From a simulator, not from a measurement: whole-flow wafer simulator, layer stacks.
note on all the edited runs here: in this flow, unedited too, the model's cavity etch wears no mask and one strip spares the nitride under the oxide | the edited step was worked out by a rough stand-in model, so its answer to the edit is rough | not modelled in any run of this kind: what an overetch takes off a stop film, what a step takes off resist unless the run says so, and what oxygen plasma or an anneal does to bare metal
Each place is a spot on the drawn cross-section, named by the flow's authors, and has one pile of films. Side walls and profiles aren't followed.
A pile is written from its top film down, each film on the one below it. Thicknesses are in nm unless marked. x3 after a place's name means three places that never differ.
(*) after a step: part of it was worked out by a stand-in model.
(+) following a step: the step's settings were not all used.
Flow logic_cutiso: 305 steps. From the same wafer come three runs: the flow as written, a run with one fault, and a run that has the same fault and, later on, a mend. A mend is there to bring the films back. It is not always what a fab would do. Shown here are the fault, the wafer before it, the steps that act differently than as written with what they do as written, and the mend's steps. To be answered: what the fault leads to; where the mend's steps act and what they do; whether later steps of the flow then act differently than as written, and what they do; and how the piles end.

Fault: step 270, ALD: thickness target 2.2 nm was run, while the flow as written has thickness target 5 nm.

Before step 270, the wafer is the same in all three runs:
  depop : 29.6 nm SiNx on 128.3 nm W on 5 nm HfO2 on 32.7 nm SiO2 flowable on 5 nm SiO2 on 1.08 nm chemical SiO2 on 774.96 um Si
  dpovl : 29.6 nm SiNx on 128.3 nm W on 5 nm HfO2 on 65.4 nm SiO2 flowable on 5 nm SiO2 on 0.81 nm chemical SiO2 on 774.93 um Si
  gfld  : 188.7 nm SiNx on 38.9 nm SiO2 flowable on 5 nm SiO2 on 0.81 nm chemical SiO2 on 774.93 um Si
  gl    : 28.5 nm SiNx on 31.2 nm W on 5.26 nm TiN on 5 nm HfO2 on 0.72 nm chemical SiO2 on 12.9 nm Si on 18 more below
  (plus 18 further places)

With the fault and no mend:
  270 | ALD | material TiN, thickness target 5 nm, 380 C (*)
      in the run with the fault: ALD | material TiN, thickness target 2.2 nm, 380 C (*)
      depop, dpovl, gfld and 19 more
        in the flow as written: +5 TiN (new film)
        in the run with the fault: +2.2 TiN (new film)
  Steps later in the flow that act otherwise than as written:
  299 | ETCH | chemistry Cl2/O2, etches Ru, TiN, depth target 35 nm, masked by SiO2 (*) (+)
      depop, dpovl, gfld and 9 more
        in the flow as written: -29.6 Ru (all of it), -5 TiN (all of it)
        in the run with the fault: -29.6 Ru (all of it), -2.2 TiN (all of it), -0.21 SiNx
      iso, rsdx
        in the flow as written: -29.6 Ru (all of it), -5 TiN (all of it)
        in the run with the fault: -29.6 Ru (all of it), -2.2 TiN (all of it), -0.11 SiO2 flowable
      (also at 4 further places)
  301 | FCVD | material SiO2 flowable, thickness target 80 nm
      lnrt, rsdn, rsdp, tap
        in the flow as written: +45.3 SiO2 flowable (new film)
        in the run with the fault: +47.2 SiO2 flowable (new film)
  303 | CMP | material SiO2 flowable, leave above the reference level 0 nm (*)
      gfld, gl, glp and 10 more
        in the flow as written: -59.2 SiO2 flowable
        in the run with the fault: -61.1 SiO2 flowable
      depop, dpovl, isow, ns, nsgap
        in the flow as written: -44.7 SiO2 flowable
        in the run with the fault: -47.3 SiO2 flowable
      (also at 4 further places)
  By the end, the piles at depop, dpovl, gfld and 18 more depart from the flow's by more than 2% or 0.5 nm, whichever is larger.
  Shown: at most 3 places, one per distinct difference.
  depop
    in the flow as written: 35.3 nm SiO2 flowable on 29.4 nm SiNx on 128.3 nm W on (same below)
    in the run with the fault: 32.6 nm SiO2 flowable on 29.2 nm SiNx on 128.3 nm W on (same below)
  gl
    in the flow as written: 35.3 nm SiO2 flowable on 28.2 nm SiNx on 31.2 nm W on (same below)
    in the run with the fault: 32.6 nm SiO2 flowable on 28.1 nm SiNx on 31.2 nm W on (same below)
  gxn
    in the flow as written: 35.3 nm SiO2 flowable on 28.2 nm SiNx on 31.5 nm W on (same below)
    in the run with the fault: 32.6 nm SiO2 flowable on 28.1 nm SiNx on 31.5 nm W on (same below)

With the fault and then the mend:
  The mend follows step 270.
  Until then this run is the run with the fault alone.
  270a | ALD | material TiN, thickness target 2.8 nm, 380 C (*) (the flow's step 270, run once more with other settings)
      depop, dpovl, gfld and 19 more
        +2.8 TiN
  None of the later steps of the flow acts differently than as written at any place that is followed.
  By the end, the piles equal the flow's at every place that both follow.
